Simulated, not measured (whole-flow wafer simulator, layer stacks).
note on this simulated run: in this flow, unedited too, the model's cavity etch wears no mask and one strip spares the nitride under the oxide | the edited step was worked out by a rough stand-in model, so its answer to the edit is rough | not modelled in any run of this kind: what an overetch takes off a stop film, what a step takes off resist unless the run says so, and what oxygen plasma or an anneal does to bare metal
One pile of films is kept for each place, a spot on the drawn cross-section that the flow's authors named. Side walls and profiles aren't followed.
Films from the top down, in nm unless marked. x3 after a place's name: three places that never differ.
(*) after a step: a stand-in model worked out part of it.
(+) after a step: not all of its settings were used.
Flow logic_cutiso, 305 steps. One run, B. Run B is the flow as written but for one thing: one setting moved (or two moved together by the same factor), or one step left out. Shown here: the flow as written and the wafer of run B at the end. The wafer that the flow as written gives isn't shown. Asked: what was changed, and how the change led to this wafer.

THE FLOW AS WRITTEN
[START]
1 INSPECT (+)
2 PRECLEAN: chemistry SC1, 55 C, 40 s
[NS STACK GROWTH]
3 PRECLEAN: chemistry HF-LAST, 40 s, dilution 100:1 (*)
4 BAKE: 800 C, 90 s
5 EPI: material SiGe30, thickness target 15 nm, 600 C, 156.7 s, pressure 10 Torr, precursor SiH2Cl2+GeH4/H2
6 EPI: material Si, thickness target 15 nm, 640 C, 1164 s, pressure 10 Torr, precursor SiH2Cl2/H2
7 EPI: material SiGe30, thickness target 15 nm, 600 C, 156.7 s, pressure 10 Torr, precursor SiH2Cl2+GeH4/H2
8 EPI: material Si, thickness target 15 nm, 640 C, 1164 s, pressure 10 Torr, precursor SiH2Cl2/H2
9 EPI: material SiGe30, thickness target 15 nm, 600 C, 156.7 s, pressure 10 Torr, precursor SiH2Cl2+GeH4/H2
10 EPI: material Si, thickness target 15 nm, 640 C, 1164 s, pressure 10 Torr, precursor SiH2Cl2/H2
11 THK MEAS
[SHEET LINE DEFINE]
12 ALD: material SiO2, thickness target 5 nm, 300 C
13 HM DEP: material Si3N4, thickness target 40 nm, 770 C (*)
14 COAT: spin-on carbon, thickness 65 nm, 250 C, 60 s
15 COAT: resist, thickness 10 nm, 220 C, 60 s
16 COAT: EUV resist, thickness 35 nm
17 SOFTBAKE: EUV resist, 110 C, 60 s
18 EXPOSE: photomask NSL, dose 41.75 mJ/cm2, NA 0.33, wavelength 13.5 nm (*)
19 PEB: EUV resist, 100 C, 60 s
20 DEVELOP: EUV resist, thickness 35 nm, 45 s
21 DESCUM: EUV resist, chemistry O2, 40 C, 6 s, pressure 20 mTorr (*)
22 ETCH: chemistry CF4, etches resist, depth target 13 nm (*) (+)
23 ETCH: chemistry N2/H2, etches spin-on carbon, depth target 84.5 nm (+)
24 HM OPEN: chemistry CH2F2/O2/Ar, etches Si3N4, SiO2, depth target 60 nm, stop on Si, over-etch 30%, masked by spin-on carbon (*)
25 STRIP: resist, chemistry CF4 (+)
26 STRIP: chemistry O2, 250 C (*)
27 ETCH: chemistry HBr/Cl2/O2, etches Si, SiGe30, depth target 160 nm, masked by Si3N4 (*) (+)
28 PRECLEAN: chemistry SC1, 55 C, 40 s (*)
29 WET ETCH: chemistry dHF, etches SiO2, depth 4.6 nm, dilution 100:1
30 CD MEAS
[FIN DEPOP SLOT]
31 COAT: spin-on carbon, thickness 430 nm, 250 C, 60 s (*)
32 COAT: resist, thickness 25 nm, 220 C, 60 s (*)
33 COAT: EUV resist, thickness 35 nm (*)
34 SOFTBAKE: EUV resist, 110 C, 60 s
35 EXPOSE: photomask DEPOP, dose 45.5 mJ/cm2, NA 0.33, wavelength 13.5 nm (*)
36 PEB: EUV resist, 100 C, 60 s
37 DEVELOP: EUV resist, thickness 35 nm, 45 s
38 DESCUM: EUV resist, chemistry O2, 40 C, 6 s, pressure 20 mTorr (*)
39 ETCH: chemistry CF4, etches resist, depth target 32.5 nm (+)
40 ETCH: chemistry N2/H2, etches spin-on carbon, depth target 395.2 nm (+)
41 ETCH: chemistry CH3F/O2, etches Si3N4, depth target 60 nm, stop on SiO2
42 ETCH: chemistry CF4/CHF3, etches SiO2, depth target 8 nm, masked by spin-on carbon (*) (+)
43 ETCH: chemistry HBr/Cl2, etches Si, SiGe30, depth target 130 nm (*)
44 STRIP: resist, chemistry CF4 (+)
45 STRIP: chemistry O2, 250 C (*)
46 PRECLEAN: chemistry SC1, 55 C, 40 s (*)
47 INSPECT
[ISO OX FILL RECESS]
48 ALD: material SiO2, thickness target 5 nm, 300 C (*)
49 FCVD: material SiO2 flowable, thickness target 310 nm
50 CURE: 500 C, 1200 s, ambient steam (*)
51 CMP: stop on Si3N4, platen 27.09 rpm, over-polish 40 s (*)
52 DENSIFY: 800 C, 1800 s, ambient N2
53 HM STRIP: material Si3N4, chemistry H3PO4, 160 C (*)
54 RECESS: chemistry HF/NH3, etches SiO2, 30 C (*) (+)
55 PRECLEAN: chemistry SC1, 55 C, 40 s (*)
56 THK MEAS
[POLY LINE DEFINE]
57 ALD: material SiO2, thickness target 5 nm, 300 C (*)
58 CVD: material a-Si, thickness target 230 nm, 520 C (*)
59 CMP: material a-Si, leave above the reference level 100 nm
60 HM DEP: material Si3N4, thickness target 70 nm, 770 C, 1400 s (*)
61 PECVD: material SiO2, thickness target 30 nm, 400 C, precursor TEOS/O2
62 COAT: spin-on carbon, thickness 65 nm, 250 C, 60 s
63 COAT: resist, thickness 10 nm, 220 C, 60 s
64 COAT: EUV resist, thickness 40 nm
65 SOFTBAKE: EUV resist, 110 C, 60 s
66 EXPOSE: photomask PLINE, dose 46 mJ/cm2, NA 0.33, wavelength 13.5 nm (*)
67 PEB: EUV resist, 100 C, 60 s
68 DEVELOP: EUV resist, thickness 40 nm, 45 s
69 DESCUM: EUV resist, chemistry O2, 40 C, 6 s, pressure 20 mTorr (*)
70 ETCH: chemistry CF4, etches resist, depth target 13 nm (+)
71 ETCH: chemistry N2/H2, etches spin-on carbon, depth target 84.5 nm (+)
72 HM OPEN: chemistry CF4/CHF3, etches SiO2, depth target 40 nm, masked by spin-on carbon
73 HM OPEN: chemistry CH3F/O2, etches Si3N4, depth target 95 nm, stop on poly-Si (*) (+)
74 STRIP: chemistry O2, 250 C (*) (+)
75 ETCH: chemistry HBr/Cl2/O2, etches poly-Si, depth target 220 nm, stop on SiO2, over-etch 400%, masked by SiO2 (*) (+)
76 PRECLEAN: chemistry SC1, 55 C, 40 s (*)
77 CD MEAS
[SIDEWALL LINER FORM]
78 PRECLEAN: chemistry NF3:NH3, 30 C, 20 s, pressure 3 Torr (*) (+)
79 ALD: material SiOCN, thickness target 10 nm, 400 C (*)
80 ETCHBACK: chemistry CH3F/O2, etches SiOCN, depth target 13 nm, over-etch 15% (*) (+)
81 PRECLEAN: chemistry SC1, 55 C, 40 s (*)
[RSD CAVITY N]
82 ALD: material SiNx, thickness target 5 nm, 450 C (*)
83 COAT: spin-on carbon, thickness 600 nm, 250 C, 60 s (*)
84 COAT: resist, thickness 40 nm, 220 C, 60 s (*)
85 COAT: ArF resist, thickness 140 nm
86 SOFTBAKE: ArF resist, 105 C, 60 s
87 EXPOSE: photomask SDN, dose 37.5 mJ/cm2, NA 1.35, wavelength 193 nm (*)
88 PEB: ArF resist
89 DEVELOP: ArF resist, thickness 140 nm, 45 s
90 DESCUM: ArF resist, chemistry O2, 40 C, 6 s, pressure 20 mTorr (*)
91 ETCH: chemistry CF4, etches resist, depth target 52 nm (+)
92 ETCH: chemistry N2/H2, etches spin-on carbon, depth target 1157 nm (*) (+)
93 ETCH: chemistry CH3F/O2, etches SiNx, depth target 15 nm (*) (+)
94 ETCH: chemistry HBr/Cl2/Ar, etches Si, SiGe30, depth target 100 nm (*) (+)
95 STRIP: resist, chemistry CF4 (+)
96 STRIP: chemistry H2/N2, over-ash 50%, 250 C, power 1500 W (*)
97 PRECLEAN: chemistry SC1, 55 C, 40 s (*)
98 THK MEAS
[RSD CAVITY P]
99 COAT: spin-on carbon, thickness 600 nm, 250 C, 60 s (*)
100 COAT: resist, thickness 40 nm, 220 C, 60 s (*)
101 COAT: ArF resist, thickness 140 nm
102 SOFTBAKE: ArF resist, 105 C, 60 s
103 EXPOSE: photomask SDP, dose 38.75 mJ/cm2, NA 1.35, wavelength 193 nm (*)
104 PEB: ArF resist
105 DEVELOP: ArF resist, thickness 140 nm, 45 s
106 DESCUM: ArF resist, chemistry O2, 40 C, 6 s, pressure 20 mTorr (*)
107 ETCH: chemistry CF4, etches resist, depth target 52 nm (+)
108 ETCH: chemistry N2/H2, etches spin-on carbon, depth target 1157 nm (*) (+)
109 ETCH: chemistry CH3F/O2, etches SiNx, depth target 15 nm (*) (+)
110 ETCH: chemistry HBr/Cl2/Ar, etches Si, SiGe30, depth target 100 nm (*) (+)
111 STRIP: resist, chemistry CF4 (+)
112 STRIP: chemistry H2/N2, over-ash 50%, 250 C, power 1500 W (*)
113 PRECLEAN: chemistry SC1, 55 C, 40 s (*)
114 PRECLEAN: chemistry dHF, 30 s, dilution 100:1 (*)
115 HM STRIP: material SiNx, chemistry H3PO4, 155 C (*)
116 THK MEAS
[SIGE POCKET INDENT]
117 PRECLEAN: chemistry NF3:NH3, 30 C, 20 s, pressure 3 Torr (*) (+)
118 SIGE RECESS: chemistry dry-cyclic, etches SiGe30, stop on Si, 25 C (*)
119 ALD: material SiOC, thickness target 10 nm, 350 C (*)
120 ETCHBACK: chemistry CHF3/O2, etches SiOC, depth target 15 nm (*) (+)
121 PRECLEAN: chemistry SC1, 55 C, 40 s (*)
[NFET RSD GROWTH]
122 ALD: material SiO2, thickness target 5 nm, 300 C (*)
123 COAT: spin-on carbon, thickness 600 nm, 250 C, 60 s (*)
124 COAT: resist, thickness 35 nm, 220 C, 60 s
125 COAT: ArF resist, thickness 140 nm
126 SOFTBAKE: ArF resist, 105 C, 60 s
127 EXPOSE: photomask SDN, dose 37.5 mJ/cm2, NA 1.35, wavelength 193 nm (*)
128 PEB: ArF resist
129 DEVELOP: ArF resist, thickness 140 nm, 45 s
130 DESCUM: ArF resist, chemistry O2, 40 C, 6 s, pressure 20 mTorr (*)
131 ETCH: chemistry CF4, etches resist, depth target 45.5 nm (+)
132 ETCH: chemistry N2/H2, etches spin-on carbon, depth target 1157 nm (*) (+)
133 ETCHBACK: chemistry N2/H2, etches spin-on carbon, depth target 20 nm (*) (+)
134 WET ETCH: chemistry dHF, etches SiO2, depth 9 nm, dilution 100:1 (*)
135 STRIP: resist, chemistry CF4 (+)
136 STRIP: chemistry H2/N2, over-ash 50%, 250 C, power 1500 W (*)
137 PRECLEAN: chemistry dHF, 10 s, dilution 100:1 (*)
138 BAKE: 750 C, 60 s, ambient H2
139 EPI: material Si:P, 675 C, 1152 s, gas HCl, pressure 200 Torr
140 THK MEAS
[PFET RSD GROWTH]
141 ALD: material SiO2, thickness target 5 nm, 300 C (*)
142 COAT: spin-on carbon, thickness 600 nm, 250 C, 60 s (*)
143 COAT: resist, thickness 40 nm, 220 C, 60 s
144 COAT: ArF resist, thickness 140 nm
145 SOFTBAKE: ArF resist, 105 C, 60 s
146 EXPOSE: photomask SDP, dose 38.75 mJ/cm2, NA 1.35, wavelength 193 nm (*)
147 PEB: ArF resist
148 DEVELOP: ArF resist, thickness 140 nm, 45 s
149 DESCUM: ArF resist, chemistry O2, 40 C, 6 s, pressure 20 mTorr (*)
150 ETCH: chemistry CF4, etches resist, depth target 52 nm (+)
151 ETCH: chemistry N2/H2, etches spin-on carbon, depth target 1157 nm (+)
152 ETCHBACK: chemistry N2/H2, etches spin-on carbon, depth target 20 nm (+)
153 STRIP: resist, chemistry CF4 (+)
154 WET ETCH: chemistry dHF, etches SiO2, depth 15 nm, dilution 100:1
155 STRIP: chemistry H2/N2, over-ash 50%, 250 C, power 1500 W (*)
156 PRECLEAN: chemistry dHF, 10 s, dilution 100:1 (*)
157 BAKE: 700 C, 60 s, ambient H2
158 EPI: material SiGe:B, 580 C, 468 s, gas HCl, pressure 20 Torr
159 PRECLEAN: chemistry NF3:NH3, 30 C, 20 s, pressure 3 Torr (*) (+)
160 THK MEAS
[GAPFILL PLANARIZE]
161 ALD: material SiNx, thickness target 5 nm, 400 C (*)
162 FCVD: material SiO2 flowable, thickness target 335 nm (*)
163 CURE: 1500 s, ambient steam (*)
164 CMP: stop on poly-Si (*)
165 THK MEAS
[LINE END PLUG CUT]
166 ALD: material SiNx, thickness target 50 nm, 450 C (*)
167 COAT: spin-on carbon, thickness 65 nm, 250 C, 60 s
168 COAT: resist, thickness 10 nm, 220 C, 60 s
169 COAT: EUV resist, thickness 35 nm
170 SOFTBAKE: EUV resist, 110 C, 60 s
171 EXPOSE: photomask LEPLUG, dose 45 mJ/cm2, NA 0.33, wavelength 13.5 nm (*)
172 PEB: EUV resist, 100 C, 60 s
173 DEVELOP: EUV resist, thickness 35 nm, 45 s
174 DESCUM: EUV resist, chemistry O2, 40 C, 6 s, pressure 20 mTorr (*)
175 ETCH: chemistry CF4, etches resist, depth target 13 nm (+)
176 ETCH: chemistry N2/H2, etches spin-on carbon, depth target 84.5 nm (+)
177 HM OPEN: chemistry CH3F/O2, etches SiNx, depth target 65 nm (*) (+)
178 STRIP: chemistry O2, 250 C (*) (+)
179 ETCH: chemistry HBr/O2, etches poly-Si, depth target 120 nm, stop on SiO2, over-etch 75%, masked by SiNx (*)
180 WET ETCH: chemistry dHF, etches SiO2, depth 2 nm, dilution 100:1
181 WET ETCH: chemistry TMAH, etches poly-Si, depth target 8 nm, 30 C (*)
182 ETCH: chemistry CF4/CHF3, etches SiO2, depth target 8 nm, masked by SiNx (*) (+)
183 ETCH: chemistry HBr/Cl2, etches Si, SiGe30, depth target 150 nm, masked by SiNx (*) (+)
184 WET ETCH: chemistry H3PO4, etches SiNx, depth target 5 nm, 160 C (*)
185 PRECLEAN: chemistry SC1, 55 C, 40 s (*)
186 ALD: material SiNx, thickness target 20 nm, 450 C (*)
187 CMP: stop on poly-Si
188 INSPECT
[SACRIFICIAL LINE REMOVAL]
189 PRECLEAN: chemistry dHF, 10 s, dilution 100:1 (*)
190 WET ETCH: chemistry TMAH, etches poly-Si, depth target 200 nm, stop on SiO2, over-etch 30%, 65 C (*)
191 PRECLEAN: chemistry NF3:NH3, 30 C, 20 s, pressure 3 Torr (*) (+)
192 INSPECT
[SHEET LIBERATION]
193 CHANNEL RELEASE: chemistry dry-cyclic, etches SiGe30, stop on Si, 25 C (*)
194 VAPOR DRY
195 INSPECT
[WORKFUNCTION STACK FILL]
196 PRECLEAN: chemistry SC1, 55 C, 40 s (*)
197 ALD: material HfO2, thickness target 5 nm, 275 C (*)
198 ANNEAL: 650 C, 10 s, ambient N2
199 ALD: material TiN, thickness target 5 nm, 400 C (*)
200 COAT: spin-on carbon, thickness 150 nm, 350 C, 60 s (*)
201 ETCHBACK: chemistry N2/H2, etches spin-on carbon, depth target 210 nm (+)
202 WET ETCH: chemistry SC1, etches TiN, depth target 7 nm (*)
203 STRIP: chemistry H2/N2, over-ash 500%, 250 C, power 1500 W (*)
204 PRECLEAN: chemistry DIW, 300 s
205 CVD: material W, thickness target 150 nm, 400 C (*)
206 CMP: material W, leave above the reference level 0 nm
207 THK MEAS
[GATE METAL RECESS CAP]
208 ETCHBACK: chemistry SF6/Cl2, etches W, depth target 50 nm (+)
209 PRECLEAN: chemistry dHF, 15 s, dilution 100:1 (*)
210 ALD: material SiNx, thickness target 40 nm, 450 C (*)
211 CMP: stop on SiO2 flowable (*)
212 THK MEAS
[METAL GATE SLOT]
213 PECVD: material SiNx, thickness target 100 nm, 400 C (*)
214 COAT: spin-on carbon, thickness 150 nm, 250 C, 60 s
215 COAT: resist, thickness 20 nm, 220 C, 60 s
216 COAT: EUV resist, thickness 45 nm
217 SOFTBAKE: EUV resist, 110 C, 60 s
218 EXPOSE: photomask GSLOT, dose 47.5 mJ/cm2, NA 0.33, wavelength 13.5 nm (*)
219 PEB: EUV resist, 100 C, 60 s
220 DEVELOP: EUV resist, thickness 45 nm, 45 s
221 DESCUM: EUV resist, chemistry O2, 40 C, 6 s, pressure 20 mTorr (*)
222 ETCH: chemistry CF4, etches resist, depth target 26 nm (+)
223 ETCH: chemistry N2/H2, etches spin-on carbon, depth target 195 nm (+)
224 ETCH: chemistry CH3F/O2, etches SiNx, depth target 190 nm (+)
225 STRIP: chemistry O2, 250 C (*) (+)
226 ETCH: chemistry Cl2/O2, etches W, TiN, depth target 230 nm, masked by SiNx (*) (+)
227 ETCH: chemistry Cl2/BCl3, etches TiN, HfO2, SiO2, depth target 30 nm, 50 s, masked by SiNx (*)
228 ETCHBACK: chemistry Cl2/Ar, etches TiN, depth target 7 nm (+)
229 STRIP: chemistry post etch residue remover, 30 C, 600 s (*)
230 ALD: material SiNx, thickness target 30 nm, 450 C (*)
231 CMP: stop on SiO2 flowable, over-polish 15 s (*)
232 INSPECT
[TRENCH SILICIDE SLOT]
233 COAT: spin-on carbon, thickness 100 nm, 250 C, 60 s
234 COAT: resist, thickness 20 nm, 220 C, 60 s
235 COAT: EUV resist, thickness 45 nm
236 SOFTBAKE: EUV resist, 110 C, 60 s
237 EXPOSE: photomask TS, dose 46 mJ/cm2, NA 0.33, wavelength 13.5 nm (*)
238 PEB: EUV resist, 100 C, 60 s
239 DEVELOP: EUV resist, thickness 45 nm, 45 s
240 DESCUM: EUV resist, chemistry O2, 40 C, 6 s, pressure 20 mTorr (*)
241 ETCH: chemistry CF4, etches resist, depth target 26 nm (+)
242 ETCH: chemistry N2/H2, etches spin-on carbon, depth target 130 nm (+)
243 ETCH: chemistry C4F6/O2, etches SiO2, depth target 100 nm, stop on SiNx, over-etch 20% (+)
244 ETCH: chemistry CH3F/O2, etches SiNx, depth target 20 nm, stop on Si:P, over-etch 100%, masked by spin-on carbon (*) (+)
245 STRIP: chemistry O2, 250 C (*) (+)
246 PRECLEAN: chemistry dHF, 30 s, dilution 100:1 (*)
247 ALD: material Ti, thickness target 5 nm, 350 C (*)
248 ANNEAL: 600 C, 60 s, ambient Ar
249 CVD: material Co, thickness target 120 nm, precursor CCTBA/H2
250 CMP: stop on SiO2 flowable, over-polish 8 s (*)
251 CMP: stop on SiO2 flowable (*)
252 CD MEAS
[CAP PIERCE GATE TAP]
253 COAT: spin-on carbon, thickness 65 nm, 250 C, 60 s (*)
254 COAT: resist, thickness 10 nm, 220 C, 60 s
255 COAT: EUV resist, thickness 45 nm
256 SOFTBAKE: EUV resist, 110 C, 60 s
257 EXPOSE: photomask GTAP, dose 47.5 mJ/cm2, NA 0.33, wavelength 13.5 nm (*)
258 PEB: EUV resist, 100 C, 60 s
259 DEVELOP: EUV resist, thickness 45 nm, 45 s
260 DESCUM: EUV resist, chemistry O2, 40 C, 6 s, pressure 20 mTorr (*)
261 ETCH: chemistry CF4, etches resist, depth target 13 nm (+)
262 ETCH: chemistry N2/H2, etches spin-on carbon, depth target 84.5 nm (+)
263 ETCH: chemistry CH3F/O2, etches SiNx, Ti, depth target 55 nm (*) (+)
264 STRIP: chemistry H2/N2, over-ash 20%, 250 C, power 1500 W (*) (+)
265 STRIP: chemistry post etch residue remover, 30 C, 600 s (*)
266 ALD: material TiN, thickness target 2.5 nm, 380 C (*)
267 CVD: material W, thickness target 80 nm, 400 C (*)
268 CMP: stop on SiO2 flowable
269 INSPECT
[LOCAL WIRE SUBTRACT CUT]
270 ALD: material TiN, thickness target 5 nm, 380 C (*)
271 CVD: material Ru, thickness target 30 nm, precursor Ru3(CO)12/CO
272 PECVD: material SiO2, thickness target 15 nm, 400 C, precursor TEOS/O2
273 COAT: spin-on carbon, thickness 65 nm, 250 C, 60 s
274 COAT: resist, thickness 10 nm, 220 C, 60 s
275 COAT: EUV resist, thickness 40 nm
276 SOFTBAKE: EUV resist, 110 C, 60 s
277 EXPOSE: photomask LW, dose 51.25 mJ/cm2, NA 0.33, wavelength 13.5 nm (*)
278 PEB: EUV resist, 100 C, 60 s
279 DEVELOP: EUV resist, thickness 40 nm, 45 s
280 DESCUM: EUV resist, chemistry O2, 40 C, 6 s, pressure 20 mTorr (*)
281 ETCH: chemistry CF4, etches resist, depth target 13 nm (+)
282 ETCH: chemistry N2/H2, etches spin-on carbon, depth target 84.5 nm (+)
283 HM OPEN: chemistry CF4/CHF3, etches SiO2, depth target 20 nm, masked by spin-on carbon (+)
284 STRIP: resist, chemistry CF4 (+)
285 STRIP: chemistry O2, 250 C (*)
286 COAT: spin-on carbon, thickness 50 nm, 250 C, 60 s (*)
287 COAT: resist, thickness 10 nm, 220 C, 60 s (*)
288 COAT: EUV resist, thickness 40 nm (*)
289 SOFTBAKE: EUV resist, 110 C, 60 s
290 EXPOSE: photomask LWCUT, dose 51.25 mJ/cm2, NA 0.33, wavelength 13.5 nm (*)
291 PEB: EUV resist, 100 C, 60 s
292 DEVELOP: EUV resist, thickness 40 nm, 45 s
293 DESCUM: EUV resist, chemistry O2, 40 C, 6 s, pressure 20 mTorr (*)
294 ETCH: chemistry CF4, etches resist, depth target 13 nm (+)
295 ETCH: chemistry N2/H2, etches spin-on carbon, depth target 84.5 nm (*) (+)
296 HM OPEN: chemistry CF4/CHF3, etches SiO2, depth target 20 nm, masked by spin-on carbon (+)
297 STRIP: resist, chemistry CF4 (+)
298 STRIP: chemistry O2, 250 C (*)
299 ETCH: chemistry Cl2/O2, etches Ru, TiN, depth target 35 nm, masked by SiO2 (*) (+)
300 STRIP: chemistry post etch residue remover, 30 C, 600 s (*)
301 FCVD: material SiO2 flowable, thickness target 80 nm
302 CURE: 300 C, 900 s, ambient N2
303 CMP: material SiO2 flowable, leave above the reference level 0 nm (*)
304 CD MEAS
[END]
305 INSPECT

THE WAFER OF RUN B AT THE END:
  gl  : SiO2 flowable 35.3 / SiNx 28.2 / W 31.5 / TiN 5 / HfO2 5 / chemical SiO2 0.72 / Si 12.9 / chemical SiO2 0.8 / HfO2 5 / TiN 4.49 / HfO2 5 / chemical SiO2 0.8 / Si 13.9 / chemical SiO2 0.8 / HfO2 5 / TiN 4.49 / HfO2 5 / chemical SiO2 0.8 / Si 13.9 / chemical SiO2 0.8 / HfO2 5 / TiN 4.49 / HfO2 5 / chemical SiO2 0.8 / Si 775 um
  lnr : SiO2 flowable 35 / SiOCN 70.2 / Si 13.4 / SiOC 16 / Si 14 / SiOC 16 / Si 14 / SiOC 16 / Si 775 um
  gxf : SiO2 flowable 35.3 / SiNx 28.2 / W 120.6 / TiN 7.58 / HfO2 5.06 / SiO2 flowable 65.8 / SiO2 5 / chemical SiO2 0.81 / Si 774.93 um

The cause: step 75, ETCH: depth target 165 nm was run, where the flow has depth target 220 nm.

How the change led to this, step by step:
  75 ETCH: chemistry HBr/Cl2/O2, etches poly-Si, depth target 220 nm, stop on SiO2, over-etch 400%, masked by SiO2 (*) (+)
      lnr, lnrp, lnrt, rsdn, rsdp, rsdw, rsdx: chemical SiO2 -0.79 (all of it), poly-Si -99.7 (all of it), SiO2 -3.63 (as written it would be: chemical SiO2 -0.79 (all of it), poly-Si -99.7 (all of it), SiO2 -5 (all of it))
      depop, dpovl, gfld and 10 more: SiO2 -8.98 (as written it would be: SiO2 -9.58)
      (and at 2 more places)
  78 PRECLEAN: chemistry NF3:NH3, 30 C, 20 s, pressure 3 Torr (*) (+)
      lnr, lnrp, lnrt, rsdn, rsdp, rsdw, rsdx: SiO2 -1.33 (all of it), chemical SiO2 -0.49 (all of it) (as written it would be: chemical SiO2 -0.52 (all of it))
      iso, lnri: SiO2 -1.78 (all of it), SiO2 flowable -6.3 (as written it would be: SiO2 -0.41 (all of it), SiO2 flowable -7.89)
  120 ETCHBACK: chemistry CHF3/O2, etches SiOC, depth target 15 nm (*) (+)
      gxn: SiOC -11 (all of it), SiO2 -3.99 (as written it would be: SiOC -11 (all of it), SiO2 -4.21 (all of it))
      gxp: SiOC -11 (all of it), SiO2 -4.02 (as written it would be: SiOC -11 (all of it), SiO2 -4.25 (all of it))
      (and at 3 more places)
  122 ALD: material SiO2, thickness target 5 nm, 300 C (*)
      gxn: SiO2 +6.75 (as written it would be: SiO2 +6.76 (new film))
      gxp: SiO2 +6.73 (as written it would be: SiO2 +6.75 (new film))
  133 ETCHBACK: chemistry N2/H2, etches spin-on carbon, depth target 20 nm (*) (+)
      gxn: SiO2 -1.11 (as written it would be: SiO2 -0.7 (all of it), Si3N4 -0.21)
  153 STRIP: resist, chemistry CF4 (+)
      gxp: SiO2 -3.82 (all of it) (as written it would be: SiO2 -3.06 (all of it))
  164 CMP: stop on poly-Si (*)
      depop, dpovl, isow, ns, nsgap: SiO2 flowable -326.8 (all of it), SiNx -5 (all of it), SiO2 -4.73 (all of it), Si3N4 -70 (all of it) (as written it would be: SiO2 flowable -326.8 (all of it), SiNx -5 (all of it), SiO2 -4.13 (all of it), Si3N4 -70 (all of it))
      gfld, gxf: SiO2 flowable -251.7 (all of it), SiNx -5 (all of it), SiO2 -4.73 (all of it), Si3N4 -70 (all of it) (as written it would be: SiO2 flowable -251.9 (all of it), SiNx -5 (all of it), SiO2 -4.13 (all of it), Si3N4 -70 (all of it))
      (and at 1 more place)
  197 ALD: material HfO2, thickness target 5 nm, 275 C (*)
      gxf: HfO2 +5.06 (new film) (as written it would be: HfO2 +7.7 (new film))
  199 ALD: material TiN, thickness target 5 nm, 400 C (*)
      gxf: TiN +7.58 (new film) (as written it would be: TiN +5 (new film))
